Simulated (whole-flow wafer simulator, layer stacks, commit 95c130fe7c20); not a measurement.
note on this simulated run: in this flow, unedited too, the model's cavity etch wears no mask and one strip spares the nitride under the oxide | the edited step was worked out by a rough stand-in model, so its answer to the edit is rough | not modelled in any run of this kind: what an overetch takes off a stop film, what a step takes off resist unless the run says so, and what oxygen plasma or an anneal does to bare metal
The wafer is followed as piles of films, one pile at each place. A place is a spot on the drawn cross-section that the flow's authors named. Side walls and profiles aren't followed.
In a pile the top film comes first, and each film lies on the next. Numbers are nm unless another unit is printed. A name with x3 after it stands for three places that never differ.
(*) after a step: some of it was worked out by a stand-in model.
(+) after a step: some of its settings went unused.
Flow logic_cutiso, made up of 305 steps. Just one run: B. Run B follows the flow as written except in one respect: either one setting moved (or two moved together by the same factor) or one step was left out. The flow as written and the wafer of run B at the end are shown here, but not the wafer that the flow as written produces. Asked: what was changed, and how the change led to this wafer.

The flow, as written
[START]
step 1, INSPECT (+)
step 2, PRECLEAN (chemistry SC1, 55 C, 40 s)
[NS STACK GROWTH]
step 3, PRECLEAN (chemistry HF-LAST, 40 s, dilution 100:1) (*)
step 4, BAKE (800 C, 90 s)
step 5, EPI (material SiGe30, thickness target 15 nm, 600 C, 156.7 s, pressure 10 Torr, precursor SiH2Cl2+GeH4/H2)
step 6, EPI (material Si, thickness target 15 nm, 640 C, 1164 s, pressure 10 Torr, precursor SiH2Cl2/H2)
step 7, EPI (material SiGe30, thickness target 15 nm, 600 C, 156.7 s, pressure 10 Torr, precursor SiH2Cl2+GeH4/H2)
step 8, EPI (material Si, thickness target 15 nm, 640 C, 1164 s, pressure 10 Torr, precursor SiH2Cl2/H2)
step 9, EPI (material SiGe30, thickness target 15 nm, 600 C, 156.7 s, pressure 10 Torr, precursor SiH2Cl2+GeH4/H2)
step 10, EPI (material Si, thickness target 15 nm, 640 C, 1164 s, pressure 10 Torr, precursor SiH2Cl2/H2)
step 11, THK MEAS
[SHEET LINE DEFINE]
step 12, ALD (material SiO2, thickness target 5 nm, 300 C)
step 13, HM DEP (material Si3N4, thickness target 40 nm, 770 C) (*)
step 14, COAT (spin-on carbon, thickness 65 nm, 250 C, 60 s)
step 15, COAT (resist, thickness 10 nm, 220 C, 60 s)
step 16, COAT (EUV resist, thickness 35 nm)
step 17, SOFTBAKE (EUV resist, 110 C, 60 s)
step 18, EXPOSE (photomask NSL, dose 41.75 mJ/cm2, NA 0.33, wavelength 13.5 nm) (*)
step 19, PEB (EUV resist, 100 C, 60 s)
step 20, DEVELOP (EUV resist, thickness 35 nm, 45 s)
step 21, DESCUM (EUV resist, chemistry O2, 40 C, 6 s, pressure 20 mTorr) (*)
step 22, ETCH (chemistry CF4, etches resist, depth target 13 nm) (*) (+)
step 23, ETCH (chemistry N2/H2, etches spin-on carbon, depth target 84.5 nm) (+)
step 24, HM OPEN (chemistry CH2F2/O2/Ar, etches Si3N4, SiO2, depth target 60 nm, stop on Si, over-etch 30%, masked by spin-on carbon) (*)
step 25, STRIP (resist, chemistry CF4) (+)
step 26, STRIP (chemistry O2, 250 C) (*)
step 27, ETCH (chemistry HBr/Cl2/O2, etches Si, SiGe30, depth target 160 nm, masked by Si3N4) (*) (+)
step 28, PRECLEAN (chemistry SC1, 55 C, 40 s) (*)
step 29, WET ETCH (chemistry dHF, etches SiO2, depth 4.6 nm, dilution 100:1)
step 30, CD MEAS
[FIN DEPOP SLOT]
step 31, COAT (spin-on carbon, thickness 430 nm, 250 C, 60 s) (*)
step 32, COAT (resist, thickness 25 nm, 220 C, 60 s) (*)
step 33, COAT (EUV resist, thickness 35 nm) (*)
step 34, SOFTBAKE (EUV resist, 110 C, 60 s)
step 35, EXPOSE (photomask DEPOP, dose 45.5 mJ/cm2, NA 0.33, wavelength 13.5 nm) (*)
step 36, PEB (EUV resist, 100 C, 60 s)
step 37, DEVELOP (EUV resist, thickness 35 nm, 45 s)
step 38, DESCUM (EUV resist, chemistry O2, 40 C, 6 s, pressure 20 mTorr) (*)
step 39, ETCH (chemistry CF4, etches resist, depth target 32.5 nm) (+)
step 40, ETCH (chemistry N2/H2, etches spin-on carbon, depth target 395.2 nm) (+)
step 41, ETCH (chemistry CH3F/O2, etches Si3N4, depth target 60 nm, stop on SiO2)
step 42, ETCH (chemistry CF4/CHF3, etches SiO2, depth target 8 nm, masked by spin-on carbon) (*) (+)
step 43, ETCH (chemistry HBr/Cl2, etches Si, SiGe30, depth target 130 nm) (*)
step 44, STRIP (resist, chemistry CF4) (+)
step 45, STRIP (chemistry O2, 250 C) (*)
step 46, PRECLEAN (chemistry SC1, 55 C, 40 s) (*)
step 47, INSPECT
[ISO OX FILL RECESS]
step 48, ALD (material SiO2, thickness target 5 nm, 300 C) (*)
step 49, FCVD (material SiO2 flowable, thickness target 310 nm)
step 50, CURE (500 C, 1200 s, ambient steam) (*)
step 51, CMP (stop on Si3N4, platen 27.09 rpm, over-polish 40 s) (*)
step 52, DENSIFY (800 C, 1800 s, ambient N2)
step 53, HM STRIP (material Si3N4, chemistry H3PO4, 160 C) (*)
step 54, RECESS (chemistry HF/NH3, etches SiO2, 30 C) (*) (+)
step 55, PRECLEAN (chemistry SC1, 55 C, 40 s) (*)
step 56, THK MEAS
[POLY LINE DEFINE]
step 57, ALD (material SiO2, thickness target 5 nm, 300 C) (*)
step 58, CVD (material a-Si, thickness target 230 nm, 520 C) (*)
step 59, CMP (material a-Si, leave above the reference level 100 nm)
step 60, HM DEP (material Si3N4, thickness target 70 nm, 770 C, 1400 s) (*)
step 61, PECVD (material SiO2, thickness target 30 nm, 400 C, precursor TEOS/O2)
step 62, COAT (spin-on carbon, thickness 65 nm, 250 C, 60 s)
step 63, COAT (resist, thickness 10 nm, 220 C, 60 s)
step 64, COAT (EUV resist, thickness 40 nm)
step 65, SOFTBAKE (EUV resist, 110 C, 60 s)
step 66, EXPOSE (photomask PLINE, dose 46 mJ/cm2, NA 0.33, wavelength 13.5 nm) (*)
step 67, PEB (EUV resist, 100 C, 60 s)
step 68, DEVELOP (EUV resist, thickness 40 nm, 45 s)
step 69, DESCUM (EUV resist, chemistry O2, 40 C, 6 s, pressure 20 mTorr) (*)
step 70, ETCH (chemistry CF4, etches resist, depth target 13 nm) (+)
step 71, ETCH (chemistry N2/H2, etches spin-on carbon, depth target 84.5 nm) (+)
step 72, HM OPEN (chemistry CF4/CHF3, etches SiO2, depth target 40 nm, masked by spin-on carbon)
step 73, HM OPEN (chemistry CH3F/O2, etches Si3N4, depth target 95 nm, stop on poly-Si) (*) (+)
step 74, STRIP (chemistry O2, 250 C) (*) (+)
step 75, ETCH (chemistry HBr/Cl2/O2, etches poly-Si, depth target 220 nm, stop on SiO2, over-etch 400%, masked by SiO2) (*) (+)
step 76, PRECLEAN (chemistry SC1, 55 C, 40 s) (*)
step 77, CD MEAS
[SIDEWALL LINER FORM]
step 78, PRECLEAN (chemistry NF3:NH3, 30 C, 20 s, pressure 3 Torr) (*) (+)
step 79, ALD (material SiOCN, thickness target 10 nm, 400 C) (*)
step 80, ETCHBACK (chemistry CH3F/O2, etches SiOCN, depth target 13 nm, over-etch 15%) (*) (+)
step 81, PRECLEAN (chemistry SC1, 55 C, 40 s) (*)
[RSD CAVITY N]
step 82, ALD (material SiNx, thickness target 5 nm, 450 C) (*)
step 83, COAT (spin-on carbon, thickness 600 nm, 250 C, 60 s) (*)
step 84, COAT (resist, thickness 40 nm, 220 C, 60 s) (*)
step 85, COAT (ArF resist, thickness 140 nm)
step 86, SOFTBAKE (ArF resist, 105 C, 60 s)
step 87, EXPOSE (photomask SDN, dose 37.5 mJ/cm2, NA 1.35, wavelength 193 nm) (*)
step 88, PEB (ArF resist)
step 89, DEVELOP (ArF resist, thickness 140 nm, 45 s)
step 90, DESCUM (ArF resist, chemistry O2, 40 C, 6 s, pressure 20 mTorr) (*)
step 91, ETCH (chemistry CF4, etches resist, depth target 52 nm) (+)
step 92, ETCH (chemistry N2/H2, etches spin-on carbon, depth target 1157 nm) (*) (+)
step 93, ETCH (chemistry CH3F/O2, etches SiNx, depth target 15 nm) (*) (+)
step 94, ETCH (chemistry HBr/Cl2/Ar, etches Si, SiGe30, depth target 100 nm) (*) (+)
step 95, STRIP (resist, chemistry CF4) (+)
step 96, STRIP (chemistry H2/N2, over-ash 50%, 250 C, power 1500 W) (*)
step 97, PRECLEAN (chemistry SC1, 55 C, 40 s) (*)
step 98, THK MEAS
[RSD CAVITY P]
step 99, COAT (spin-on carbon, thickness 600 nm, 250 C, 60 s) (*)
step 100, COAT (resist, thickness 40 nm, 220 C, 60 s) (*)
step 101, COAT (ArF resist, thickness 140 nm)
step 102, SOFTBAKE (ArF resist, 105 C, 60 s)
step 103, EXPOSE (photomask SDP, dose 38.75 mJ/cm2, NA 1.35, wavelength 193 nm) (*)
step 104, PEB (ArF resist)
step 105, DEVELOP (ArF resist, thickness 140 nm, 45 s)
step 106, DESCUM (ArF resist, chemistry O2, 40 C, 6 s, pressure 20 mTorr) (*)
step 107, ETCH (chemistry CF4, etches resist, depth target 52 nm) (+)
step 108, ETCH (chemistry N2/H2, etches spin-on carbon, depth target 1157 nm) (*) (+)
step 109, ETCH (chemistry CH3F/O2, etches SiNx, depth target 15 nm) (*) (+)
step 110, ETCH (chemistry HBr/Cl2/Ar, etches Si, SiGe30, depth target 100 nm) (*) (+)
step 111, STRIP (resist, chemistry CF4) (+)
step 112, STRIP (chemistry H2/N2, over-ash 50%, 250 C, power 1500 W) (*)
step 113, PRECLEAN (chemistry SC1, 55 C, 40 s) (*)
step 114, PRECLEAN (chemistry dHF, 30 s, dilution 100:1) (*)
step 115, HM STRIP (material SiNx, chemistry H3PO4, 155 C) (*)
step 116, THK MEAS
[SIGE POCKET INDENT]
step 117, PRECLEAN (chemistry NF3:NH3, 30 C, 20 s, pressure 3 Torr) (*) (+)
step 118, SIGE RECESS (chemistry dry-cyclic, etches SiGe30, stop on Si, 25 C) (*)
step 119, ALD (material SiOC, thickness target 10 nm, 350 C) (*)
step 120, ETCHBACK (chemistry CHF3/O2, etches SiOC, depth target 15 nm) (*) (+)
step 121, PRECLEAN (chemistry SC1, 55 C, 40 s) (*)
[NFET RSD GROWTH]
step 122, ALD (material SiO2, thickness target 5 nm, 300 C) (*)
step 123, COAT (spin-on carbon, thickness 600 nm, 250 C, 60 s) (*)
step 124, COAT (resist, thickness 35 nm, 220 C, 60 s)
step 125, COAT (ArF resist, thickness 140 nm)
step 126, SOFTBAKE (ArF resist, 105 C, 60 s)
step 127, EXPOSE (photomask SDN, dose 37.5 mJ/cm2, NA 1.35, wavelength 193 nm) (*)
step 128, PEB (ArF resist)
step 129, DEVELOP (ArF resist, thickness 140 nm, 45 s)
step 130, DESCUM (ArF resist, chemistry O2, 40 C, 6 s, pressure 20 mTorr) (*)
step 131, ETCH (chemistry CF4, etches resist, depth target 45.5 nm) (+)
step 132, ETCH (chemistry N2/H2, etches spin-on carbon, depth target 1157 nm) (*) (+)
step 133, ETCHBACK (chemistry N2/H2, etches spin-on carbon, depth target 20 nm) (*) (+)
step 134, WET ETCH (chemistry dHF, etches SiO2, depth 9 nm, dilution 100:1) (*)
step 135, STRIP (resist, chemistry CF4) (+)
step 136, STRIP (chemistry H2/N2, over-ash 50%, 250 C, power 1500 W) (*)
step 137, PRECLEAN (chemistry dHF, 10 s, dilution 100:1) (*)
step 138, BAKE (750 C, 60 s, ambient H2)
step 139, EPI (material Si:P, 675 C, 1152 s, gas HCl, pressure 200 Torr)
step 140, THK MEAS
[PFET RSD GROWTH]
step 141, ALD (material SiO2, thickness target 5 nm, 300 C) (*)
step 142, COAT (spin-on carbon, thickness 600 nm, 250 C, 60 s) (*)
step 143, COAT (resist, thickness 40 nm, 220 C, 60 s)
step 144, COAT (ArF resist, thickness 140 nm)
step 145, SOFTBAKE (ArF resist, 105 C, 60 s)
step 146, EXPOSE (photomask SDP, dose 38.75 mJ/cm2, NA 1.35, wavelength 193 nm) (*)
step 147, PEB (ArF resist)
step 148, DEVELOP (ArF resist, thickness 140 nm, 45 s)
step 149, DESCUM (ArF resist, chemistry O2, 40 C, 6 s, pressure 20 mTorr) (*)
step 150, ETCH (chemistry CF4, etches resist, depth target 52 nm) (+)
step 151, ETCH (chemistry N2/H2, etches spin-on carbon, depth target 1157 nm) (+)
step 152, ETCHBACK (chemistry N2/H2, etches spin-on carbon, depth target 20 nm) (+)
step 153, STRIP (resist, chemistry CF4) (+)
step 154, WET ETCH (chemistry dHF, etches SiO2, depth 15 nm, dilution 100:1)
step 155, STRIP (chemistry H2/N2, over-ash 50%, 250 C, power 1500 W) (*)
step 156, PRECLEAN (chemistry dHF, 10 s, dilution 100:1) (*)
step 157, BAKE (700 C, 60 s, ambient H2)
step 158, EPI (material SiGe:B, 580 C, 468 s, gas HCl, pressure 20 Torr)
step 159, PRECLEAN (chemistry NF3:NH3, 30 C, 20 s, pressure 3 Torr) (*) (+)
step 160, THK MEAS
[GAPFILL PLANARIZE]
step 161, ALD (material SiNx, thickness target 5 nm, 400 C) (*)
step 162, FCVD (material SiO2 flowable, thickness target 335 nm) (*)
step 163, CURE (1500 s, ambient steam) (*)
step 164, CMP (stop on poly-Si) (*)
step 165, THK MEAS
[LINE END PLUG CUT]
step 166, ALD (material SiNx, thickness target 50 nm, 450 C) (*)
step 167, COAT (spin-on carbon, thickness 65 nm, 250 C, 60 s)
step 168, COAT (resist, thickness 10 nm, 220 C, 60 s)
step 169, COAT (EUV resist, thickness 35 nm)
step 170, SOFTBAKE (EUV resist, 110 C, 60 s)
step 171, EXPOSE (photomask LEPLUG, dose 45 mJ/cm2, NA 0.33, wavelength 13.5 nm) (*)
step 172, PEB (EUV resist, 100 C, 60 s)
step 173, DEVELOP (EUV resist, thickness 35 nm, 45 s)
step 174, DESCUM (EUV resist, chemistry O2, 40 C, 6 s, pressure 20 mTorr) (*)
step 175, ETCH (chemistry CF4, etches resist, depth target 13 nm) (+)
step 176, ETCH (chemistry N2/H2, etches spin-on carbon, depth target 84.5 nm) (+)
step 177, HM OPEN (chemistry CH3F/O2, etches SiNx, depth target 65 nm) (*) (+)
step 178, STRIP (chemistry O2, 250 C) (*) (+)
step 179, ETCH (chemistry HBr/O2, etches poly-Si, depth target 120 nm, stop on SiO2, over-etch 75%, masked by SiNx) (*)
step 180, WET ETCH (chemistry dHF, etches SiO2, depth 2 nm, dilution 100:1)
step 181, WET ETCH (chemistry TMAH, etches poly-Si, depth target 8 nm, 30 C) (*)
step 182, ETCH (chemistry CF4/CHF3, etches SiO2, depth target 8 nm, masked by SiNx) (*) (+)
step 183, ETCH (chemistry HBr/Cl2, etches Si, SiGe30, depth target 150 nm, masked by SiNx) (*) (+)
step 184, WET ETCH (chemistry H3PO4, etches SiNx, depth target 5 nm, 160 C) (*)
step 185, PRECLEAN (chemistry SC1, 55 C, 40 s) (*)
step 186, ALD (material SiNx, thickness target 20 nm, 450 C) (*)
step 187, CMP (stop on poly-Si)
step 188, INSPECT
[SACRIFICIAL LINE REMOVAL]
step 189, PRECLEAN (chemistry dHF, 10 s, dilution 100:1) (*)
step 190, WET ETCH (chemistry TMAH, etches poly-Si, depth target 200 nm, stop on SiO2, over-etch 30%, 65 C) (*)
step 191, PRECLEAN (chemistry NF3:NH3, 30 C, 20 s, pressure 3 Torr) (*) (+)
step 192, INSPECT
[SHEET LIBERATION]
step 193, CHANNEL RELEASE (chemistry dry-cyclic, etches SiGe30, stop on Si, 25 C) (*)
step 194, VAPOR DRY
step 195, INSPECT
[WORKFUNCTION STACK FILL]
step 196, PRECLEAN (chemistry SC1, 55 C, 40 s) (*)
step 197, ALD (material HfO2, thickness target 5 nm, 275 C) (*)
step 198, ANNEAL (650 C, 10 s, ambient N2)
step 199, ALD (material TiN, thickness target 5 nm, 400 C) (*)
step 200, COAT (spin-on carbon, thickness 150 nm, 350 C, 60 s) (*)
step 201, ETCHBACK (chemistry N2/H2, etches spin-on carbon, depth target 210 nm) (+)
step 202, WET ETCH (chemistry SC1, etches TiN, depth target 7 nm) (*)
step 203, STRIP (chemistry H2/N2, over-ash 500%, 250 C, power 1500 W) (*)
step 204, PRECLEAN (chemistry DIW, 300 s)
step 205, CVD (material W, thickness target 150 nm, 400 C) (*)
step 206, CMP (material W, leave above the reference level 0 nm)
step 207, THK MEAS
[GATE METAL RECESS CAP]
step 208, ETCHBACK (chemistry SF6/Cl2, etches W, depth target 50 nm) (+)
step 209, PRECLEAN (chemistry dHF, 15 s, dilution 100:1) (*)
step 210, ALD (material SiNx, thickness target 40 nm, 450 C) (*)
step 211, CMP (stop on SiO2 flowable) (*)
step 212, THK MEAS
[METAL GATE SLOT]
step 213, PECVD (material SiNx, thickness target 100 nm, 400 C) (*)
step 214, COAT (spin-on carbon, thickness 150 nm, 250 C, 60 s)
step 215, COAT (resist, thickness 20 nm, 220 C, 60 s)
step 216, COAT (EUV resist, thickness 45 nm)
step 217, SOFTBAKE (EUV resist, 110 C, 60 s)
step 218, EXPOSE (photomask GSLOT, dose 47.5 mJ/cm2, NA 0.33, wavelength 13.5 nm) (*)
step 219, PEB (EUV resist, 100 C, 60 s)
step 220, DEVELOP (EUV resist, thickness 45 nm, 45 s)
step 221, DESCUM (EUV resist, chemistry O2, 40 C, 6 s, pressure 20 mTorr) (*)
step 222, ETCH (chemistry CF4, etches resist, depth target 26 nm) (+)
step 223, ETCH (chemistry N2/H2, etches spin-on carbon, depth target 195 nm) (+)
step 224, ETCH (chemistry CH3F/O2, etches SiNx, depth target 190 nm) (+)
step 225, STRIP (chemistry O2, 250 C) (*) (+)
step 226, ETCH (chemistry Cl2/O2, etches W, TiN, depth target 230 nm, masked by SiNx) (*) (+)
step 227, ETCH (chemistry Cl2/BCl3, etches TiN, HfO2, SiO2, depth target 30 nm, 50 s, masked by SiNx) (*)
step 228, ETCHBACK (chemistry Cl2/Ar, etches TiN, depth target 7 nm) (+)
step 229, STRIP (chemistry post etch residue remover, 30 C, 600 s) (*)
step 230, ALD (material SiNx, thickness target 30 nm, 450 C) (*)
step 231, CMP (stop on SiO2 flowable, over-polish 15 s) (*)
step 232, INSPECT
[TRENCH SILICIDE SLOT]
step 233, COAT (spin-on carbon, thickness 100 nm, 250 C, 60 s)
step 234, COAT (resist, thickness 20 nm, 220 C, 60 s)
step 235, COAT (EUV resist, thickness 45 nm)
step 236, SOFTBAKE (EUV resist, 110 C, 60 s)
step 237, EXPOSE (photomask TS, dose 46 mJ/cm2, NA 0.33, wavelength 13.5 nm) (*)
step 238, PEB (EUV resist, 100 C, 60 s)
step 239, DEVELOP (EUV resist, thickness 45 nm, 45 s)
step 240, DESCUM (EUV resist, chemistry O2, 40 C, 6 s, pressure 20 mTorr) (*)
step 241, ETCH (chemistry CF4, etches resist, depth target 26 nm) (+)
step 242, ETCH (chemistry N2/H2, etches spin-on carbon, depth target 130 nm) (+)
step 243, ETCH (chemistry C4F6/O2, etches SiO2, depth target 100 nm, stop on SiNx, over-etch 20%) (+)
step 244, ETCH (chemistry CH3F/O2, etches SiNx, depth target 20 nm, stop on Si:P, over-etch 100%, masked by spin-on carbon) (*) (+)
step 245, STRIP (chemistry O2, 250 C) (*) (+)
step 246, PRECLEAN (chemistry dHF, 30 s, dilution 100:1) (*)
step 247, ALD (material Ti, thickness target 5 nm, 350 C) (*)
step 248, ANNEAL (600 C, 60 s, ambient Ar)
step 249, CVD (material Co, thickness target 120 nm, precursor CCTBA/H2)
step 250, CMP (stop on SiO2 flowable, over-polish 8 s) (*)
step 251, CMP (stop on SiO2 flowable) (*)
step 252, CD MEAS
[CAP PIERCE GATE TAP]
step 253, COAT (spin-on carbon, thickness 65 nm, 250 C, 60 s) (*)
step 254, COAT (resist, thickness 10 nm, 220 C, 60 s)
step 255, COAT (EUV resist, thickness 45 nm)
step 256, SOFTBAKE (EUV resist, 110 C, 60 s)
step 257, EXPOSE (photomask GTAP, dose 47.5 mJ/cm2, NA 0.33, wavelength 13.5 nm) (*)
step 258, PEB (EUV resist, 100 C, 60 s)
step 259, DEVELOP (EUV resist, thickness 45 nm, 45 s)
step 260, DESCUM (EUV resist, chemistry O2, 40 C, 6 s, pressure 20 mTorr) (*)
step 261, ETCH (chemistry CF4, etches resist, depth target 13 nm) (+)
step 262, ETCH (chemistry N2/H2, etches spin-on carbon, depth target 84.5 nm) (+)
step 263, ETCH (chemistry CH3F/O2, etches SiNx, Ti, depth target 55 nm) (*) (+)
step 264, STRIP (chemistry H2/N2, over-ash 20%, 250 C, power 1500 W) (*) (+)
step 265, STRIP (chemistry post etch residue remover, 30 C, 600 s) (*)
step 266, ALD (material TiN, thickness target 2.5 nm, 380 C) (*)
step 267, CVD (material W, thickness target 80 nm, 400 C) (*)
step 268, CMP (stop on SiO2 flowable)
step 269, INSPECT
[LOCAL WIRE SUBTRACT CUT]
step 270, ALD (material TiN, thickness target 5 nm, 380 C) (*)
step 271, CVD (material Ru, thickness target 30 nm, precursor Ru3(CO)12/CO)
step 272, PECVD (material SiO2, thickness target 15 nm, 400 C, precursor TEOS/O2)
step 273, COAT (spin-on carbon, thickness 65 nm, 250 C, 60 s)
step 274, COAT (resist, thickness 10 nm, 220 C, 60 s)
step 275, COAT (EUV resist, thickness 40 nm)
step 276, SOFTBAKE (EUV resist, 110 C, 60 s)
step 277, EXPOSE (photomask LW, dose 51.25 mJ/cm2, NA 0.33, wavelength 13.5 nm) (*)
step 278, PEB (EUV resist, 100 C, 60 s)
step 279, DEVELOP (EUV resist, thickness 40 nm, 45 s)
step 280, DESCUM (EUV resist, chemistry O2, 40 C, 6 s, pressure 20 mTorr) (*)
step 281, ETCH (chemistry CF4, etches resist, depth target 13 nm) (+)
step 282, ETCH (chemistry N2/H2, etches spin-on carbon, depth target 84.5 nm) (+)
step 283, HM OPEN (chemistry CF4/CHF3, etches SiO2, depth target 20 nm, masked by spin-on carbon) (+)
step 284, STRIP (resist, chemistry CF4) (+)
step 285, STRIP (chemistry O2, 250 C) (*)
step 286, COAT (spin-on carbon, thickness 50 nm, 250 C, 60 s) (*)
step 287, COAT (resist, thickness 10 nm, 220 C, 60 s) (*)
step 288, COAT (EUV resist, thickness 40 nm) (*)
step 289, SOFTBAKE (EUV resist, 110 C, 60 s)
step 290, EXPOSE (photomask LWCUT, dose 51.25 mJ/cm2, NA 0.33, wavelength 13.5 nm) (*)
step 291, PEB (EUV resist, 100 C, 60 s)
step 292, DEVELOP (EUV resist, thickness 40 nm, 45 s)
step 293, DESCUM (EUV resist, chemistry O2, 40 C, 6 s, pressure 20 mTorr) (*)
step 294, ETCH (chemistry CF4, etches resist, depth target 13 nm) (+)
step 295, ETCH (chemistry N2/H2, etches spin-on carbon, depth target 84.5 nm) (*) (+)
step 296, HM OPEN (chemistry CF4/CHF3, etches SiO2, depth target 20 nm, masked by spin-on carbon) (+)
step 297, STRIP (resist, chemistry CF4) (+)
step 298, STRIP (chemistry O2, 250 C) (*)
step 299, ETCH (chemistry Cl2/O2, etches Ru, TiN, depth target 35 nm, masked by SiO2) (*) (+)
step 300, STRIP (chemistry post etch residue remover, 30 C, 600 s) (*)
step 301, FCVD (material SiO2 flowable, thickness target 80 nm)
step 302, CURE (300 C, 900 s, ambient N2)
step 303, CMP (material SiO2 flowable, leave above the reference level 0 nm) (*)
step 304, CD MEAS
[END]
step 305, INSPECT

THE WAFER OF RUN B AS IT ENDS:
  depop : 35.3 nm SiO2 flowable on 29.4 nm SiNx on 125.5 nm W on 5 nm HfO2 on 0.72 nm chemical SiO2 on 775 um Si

What caused this: step 43, ETCH: depth target 71.5 nm was run, while the flow as written has depth target 130 nm.

Step by step, how the change led to this:
  step 43, ETCH (chemistry HBr/Cl2, etches Si, SiGe30, depth target 130 nm) (*)
      depop: -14 Si (all of it), -15 SiGe30 (all of it), -15 Si (all of it), -15 SiGe30 (all of it), -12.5 Si (it would be, as written: -14 Si (all of it), -15 SiGe30 (all of it), -15 Si (all of it), -15 SiGe30 (all of it), -15 Si (all of it), -15 SiGe30 (all of it), -41 Si)
      dpovl, gl, glp and 16 more: -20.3 spin-on carbon (it would be, as written: -32 spin-on carbon)
      (also at 2 further places)
  step 44, STRIP (resist, chemistry CF4) (+)
      depop: -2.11 Si (it would be, as written: nothing)
  step 45, STRIP (chemistry O2, 250 C) (*)
      gfld, lnri: +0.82 chemical SiO2 (new film), -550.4 spin-on carbon (all of it), -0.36 Si (it would be, as written: +0.82 chemical SiO2 (new film), -538.7 spin-on carbon (all of it), -0.36 Si)
      glp, tap: -359.3 spin-on carbon (all of it) (it would be, as written: -347.6 spin-on carbon (all of it))
      (also at 17 further places)
  step 49, FCVD (material SiO2 flowable, thickness target 310 nm)
      depop: +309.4 SiO2 flowable (new film) (it would be, as written: +359.9 SiO2 flowable (new film))
      ns: +207.2 SiO2 flowable (new film) (it would be, as written: +201.3 SiO2 flowable (new film))
  step 51, CMP (stop on Si3N4, platen 27.09 rpm, over-polish 40 s) (*)
      depop: -206.3 SiO2 flowable (it would be, as written: -200.5 SiO2 flowable)
      dpovl: -206.3 SiO2 flowable (it would be, as written: -200.4 SiO2 flowable)
      (also at 3 further places)
  step 52, DENSIFY (800 C, 1800 s, ambient N2)
      depop: -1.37 SiO2 flowable (it would be, as written: -2.32 SiO2 flowable)
  step 54, RECESS (chemistry HF/NH3, etches SiO2, 30 C) (*) (+)
      depop: -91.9 SiO2 flowable (all of it), -5 SiO2 (all of it), -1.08 chemical SiO2 (all of it) (it would be, as written: -111.9 SiO2 flowable)
  step 55, PRECLEAN (chemistry SC1, 55 C, 40 s) (*)
      depop: +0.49 chemical SiO2 (new film), -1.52 SiGe30 (it would be, as written: -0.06 SiO2 flowable)
  step 58, CVD (material a-Si, thickness target 230 nm, 520 C) (*)
      depop: +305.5 a-Si (new film) (it would be, as written: +319.4 a-Si (new film))
  step 60, HM DEP (material Si3N4, thickness target 70 nm, 770 C, 1400 s) (*)
      depop: +70 Si3N4 (new film), +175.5 poly-Si (new film), -175.5 a-Si (all of it) (it would be, as written: +70 Si3N4 (new film), +189.4 poly-Si (new film), -189.4 a-Si (all of it))
  step 190, WET ETCH (chemistry TMAH, etches poly-Si, depth target 200 nm, stop on SiO2, over-etch 30%, 65 C) (*)
      depop: -175.5 poly-Si (all of it) (it would be, as written: -189.4 poly-Si (all of it))
  step 191, PRECLEAN (chemistry NF3:NH3, 30 C, 20 s, pressure 3 Torr) (*) (+)
      depop: -5 SiO2 (all of it), -0.49 chemical SiO2 (all of it) (it would be, as written: -5 SiO2 (all of it), -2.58 SiO2 flowable)
  step 193, CHANNEL RELEASE (chemistry dry-cyclic, etches SiGe30, stop on Si, 25 C) (*)
      depop: +0.8 chemical SiO2 (new film), -13.4 SiGe30 (all of it), -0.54 Si (it would be, as written: nothing)
